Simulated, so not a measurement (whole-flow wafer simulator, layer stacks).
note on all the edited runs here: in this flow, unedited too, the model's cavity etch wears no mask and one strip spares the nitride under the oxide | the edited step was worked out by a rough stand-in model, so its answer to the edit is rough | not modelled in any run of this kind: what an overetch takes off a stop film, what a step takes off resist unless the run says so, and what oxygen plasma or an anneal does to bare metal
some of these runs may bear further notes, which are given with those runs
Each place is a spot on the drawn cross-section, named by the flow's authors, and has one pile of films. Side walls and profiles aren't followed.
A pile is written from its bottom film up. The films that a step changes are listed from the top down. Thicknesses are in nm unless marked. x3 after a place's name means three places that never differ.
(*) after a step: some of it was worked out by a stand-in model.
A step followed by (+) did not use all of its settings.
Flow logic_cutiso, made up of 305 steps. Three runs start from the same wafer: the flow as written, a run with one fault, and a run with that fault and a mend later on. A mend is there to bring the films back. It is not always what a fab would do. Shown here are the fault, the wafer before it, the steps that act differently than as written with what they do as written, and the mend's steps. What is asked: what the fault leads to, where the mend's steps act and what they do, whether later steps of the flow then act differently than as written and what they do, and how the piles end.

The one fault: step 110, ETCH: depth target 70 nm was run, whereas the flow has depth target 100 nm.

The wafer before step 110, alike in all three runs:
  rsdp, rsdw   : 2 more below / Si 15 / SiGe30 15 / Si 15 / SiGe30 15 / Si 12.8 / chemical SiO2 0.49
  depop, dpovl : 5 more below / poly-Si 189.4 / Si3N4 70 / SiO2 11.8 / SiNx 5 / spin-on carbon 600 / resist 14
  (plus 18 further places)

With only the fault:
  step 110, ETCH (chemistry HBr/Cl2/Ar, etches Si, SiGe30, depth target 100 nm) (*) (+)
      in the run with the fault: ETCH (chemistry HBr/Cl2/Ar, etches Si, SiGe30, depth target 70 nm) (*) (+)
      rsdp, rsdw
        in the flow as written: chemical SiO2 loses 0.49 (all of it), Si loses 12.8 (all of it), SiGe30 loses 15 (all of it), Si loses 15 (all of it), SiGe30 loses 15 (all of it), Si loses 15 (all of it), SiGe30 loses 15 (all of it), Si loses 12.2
        in the run with the fault: chemical SiO2 loses 0.49 (all of it), Si loses 12.8 (all of it), SiGe30 loses 15 (all of it), Si loses 15 (all of it), SiGe30 loses 15 (all of it), Si loses 12.2
  Later steps of the flow acting differently than as written (10 other steps are not shown; they differ only slightly, by no more than 2% or 0.5 nm, whichever is larger):
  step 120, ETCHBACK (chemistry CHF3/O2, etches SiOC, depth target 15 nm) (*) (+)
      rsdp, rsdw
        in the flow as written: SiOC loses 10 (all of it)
        in the run with the fault: SiOC loses 10 (all of it), Si loses 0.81
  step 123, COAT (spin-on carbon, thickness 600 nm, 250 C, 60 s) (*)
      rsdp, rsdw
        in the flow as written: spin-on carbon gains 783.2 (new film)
        in the run with the fault: spin-on carbon gains 758 (new film)
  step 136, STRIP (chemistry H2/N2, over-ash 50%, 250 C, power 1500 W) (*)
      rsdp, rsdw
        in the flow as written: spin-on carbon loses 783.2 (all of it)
        in the run with the fault: spin-on carbon loses 758 (all of it)
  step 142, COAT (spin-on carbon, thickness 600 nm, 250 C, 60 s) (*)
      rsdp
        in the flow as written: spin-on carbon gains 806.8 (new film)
        in the run with the fault: spin-on carbon gains 780.6 (new film)
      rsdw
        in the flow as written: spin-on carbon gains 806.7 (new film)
        in the run with the fault: spin-on carbon gains 780.6 (new film)
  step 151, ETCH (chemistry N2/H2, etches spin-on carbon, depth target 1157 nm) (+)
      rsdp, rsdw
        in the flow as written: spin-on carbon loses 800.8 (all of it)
        in the run with the fault: spin-on carbon loses 774.6 (all of it), SiO2 loses 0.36
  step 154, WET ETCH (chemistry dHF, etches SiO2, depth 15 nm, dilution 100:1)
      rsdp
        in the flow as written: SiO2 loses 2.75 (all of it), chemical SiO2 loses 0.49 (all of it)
        in the run with the fault: SiO2 loses 2.07 (all of it), chemical SiO2 loses 0.49 (all of it)
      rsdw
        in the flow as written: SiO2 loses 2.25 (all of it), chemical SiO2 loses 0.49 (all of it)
        in the run with the fault: SiO2 loses 1.51 (all of it), chemical SiO2 loses 0.49 (all of it)
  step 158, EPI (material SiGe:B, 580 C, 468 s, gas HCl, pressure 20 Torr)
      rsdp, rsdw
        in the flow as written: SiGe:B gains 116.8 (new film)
        in the run with the fault: SiGe:B gains 87.8 (new film)
  The piles end different from the flow's at rsdp, rsdw by more than 2% or 0.5 nm, whichever is larger.
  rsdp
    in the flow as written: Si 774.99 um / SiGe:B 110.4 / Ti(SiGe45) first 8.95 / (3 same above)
    in the run with the fault: Si 775 um / SiGe30 15 / Si 1.11 / SiGe:B 81.3 / Ti(SiGe45) first 8.95 / (3 same above)
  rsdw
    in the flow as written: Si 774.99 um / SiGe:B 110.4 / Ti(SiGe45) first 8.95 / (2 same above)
    in the run with the fault: Si 775 um / SiGe30 15 / Si 1.11 / SiGe:B 81.3 / Ti(SiGe45) first 8.95 / (2 same above)

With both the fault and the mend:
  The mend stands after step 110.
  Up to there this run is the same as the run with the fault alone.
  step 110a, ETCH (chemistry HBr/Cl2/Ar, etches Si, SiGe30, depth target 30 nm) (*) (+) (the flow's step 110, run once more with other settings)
      rsdp, rsdw
        Si loses 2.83 (all of it), SiGe30 loses 15 (all of it), Si loses 12.2
  None of the later steps of the flow acts differently than as written at any place that is followed.
  The piles end the same as the flow's at every place that both follow.
